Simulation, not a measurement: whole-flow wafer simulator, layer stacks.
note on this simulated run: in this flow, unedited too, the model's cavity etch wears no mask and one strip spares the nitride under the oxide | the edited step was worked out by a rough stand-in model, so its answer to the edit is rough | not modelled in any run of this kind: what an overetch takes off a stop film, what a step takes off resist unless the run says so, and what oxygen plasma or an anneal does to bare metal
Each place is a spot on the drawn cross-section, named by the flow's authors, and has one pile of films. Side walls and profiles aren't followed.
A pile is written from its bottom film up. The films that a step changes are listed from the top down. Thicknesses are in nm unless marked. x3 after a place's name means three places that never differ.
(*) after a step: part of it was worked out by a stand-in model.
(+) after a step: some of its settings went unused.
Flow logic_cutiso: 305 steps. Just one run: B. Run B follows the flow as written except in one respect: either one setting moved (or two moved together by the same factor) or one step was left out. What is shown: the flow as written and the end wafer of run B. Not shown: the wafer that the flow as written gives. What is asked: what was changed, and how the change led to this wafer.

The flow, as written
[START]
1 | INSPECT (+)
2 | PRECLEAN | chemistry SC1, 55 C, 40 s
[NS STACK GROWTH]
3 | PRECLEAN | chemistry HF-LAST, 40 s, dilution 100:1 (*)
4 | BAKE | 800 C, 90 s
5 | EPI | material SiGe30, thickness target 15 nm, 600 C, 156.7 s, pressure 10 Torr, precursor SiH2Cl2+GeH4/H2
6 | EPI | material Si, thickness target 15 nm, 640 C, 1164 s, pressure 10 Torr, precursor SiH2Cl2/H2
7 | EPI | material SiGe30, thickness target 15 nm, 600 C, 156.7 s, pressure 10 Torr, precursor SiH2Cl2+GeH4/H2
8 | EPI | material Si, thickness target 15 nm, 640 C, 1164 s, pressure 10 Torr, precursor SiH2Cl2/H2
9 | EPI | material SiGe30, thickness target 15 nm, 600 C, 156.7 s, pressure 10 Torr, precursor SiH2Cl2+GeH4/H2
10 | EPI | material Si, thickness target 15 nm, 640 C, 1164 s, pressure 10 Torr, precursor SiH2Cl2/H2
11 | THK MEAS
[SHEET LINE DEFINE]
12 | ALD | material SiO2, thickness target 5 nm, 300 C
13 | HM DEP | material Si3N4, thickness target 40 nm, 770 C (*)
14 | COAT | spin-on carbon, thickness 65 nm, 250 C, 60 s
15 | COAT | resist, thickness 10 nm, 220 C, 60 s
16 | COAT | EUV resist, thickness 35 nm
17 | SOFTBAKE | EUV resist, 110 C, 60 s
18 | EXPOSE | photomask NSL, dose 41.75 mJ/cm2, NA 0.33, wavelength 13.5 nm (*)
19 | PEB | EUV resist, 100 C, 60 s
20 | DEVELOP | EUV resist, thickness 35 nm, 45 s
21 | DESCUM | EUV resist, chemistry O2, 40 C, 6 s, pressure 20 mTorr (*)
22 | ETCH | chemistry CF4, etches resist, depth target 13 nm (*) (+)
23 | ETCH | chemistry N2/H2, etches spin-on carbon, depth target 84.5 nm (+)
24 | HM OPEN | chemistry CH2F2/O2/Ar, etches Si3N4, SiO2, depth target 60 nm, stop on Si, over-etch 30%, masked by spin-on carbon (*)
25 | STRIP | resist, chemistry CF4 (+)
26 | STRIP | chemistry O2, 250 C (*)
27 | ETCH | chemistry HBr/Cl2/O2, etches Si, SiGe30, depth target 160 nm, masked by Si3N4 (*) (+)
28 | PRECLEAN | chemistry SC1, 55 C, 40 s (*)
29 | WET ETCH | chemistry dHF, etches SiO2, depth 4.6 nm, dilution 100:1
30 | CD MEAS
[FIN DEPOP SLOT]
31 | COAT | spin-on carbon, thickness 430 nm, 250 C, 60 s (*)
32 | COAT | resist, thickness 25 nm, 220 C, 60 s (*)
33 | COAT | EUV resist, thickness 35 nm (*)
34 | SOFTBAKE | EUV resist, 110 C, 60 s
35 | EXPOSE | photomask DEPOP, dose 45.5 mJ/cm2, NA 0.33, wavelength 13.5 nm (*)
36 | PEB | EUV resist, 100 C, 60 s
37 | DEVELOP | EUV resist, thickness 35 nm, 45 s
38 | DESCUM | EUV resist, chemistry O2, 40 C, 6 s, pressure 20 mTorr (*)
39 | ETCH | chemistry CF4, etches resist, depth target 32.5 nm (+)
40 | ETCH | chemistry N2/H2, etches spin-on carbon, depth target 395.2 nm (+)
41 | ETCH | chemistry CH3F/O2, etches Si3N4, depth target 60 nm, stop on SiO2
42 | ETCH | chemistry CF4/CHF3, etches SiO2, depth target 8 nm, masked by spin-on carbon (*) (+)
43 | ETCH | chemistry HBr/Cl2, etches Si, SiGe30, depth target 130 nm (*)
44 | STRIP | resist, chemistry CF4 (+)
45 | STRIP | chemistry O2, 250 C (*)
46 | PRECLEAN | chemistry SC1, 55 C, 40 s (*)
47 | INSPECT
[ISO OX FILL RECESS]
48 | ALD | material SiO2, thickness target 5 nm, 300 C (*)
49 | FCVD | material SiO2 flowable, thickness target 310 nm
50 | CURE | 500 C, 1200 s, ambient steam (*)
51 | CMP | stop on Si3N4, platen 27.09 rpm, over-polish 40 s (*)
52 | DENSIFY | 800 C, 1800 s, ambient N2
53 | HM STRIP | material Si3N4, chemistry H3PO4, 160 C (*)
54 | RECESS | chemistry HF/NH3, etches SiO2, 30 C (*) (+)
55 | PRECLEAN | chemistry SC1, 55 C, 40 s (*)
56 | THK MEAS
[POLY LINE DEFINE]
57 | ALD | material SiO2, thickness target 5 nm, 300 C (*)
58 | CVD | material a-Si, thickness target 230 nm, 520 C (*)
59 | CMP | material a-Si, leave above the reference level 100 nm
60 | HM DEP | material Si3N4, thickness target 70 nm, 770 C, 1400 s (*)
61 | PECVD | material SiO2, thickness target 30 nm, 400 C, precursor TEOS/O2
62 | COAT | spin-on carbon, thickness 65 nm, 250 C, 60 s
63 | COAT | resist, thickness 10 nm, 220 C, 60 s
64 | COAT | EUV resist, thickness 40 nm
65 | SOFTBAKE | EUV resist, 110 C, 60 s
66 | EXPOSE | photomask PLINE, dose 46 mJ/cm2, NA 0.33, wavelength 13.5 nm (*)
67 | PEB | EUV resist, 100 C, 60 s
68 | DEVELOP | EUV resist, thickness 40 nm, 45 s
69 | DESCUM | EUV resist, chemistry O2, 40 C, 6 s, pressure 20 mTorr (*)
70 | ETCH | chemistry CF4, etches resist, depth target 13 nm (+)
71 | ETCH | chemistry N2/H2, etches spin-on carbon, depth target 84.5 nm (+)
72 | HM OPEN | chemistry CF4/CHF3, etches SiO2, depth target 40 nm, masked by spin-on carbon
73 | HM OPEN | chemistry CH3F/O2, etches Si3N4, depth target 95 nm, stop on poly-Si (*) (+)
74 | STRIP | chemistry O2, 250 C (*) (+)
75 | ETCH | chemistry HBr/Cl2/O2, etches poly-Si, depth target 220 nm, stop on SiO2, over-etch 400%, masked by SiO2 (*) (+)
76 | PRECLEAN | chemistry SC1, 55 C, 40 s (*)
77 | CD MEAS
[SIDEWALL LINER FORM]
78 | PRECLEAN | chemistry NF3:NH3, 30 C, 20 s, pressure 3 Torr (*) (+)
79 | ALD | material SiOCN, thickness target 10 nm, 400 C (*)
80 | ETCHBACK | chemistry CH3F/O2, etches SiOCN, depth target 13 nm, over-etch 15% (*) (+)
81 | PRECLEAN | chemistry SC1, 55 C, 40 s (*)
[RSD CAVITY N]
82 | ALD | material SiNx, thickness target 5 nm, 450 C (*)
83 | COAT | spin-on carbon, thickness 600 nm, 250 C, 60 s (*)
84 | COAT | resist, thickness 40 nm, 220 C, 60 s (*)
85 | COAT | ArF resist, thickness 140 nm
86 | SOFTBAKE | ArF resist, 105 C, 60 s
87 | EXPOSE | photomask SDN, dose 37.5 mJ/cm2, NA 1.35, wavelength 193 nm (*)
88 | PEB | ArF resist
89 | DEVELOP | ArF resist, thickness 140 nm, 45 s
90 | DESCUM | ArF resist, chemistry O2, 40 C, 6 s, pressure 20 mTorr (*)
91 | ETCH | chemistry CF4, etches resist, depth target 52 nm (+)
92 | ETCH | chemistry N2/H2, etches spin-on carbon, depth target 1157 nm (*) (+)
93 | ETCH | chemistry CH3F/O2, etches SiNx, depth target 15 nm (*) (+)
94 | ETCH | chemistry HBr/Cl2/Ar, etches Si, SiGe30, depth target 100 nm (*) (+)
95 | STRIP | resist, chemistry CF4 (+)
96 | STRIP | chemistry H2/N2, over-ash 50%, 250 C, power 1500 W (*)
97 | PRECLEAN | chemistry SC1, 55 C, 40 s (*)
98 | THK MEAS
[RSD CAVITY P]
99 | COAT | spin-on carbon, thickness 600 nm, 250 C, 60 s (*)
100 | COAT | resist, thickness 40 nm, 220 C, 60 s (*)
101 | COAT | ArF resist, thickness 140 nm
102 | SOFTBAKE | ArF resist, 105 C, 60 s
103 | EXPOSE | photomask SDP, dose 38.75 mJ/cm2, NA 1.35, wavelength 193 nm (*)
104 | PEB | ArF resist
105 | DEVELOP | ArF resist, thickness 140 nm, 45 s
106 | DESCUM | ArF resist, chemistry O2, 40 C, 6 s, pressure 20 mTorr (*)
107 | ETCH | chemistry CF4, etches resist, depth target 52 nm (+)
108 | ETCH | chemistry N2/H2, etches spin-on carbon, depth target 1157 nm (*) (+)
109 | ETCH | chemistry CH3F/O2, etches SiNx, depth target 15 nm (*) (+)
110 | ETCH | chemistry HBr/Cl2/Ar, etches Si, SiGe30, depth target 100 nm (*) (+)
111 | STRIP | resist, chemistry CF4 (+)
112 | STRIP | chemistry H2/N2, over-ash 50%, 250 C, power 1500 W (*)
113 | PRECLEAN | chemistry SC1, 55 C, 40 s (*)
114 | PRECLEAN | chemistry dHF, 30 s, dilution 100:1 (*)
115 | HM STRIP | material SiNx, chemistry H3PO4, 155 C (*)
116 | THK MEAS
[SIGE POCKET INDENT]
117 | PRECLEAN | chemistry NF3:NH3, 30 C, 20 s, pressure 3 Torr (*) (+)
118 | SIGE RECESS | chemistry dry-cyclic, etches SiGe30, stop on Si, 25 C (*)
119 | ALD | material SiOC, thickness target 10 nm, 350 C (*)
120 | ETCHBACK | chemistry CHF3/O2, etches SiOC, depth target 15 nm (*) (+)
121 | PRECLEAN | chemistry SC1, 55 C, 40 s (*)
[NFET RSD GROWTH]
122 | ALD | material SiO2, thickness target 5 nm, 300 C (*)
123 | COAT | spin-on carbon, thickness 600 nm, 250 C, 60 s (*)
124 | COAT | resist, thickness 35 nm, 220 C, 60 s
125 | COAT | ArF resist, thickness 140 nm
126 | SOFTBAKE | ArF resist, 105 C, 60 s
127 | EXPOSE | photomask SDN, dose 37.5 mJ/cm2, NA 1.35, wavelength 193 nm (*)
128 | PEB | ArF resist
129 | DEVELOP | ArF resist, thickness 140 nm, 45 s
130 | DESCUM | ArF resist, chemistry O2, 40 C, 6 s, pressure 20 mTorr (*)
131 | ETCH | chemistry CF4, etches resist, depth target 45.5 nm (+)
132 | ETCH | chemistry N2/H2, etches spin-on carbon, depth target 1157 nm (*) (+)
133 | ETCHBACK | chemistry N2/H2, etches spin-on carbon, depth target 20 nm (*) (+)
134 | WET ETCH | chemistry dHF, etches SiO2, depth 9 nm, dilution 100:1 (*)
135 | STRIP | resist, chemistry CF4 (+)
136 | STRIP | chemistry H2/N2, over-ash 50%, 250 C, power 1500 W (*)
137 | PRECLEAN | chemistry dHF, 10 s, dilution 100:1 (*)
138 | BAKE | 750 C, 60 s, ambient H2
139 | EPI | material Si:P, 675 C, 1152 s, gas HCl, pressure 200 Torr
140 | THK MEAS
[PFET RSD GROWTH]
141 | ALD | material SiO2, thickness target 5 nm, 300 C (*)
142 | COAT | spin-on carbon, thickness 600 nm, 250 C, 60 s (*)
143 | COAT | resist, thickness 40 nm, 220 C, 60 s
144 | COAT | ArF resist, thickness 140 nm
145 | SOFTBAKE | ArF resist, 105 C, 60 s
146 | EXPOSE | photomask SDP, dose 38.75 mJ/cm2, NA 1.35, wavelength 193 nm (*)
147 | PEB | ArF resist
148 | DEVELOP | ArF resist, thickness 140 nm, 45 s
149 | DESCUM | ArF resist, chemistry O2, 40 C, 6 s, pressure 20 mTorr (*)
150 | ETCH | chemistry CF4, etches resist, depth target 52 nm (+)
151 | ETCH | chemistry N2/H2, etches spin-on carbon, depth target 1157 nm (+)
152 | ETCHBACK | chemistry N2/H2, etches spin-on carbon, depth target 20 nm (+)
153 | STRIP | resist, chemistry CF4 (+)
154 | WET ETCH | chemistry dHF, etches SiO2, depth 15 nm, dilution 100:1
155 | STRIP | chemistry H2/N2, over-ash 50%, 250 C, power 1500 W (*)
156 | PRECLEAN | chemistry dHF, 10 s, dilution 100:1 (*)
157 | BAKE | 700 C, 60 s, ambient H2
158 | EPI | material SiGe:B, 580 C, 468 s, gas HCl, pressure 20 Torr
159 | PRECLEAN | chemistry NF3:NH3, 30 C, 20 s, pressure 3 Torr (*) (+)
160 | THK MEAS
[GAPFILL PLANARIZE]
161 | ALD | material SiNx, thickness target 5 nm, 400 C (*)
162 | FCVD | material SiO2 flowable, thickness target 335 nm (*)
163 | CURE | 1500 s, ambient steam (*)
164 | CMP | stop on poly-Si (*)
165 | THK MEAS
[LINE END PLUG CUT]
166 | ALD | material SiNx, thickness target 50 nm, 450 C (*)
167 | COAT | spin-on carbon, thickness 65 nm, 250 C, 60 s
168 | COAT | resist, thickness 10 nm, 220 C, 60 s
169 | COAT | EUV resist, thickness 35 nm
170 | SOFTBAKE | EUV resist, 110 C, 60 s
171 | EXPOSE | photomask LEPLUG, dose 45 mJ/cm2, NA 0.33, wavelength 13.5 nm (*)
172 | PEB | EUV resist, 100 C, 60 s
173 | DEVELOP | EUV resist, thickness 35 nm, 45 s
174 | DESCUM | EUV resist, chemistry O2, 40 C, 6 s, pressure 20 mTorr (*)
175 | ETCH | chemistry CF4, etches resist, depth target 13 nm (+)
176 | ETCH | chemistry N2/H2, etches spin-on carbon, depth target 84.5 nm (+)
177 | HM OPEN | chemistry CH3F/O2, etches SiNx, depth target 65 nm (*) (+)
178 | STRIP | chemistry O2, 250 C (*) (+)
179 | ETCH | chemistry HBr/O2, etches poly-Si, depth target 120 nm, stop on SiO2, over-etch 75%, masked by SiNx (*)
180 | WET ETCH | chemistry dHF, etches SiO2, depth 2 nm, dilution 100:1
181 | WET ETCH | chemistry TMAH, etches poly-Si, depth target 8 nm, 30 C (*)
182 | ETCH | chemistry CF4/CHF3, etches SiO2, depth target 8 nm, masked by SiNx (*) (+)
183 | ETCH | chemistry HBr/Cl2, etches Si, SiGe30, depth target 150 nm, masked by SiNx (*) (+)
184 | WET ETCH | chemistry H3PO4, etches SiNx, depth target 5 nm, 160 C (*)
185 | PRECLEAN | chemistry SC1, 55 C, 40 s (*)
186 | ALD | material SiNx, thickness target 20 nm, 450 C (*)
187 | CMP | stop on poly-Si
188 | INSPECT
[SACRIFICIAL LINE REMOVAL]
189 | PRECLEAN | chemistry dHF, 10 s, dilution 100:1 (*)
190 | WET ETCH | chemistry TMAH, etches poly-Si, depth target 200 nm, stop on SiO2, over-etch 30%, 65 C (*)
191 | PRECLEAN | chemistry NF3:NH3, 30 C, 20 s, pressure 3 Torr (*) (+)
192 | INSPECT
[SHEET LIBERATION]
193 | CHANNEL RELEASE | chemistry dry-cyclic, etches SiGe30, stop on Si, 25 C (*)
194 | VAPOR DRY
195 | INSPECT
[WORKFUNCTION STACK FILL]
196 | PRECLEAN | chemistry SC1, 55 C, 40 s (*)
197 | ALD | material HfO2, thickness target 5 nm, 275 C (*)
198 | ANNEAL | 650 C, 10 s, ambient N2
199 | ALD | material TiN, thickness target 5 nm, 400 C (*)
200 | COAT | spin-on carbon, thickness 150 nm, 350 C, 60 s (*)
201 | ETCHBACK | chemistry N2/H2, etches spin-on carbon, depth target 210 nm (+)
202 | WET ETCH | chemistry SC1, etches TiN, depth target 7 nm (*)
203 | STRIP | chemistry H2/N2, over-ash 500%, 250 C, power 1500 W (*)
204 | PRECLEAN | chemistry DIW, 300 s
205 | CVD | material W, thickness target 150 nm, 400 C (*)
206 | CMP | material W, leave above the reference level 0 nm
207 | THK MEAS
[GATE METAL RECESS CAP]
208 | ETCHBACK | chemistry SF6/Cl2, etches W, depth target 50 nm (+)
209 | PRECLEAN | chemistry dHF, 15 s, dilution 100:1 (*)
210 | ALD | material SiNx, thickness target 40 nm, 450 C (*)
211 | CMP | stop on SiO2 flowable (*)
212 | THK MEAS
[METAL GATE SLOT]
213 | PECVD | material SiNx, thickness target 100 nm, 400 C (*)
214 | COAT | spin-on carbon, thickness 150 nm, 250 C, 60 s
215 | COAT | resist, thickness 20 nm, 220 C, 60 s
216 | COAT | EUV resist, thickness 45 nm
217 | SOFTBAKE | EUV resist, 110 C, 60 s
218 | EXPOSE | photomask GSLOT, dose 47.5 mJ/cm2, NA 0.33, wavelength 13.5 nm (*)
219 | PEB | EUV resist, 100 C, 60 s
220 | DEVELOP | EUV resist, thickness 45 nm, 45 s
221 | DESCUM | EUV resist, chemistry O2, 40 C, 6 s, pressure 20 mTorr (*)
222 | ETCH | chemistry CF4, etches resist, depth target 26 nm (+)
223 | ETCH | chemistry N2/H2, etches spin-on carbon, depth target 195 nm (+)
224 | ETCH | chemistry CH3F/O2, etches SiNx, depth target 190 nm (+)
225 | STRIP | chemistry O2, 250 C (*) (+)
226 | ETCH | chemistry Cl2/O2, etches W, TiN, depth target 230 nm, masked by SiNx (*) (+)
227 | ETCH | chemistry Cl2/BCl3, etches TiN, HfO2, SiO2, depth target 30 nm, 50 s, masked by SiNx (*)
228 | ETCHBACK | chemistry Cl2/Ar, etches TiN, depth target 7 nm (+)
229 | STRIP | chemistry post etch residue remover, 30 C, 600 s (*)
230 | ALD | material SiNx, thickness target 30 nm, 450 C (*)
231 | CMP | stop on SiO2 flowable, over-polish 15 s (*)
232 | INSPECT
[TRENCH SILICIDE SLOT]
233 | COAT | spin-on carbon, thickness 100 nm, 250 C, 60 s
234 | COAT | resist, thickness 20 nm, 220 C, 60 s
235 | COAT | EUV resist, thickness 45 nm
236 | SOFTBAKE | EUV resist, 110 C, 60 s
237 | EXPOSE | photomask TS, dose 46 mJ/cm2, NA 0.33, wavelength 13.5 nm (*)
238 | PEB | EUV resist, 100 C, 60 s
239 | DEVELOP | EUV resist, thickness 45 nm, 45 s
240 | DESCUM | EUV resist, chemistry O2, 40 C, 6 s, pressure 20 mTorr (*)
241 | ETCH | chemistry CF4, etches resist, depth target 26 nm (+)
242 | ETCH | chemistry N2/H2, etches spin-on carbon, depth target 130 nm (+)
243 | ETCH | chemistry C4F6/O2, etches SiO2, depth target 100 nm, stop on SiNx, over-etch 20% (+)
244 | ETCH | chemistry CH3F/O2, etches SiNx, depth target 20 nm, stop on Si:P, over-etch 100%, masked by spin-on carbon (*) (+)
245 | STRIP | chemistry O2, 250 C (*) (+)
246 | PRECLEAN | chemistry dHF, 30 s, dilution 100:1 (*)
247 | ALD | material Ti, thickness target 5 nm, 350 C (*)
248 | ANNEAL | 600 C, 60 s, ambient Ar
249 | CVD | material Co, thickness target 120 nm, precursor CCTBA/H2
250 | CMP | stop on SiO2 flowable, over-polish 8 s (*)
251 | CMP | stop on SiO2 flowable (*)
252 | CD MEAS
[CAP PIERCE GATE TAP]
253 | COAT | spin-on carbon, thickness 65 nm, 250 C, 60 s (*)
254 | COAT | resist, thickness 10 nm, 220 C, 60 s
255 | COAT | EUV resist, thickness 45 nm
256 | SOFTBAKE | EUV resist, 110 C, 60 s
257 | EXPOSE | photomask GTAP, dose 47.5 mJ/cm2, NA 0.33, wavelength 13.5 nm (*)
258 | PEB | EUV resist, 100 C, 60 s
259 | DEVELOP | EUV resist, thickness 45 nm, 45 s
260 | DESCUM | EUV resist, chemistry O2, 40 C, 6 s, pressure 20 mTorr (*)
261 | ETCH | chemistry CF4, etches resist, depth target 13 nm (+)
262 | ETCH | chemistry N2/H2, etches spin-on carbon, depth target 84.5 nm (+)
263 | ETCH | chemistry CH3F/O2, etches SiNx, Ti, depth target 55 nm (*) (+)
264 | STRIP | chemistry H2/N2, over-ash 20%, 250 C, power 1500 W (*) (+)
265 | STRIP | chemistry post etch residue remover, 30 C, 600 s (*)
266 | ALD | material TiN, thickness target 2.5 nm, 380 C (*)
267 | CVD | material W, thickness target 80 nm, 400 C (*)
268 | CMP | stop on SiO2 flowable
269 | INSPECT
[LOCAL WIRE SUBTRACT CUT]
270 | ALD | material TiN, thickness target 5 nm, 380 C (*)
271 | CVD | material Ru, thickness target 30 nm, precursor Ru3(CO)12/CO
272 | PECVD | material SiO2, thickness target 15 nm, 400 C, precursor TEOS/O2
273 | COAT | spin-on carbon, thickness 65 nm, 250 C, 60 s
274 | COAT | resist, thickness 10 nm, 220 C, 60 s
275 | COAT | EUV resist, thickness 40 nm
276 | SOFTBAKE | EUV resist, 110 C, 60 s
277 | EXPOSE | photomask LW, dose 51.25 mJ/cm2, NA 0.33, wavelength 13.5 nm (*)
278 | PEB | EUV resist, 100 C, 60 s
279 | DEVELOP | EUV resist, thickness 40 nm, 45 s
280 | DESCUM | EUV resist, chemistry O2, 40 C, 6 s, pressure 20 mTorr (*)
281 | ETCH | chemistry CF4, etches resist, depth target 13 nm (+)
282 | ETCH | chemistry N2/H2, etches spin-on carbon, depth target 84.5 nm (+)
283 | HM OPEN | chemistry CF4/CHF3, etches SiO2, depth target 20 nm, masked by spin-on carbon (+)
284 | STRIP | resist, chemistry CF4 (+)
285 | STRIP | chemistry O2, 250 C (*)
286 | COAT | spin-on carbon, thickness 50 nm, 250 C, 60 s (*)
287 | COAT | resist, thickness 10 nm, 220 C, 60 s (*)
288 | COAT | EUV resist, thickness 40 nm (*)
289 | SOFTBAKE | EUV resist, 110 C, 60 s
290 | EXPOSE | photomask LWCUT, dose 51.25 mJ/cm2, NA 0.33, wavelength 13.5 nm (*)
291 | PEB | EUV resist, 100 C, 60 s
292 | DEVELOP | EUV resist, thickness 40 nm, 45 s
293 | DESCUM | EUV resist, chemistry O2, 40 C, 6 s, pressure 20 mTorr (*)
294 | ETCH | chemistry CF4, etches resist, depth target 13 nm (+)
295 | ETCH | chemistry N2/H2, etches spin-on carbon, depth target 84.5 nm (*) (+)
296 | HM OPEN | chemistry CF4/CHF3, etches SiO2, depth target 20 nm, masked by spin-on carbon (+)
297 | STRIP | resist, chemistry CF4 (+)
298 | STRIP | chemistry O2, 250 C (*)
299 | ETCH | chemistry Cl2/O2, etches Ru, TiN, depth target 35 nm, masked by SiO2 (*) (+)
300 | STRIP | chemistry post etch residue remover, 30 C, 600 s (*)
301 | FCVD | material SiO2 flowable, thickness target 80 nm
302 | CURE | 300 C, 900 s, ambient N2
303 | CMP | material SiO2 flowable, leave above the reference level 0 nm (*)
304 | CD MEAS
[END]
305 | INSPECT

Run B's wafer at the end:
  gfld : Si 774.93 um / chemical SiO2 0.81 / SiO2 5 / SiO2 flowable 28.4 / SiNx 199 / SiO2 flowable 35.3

What caused this: step 227, ETCH: depth target 40.5 nm was run, though the flow has depth target 30 nm.

Step by step, how the change led to this:
  227 | ETCH | chemistry Cl2/BCl3, etches TiN, HfO2, SiO2, depth target 30 nm, 50 s, masked by SiNx (*)
      gfld: HfO2 loses 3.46 (all of it), SiO2 flowable loses 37 (it would be, as written: HfO2 loses 3.46 (all of it), SiO2 flowable loses 26.5)
  230 | ALD | material SiNx, thickness target 30 nm, 450 C (*)
      gfld: SiNx gains 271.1 (new film) (it would be, as written: SiNx gains 260.6 (new film))
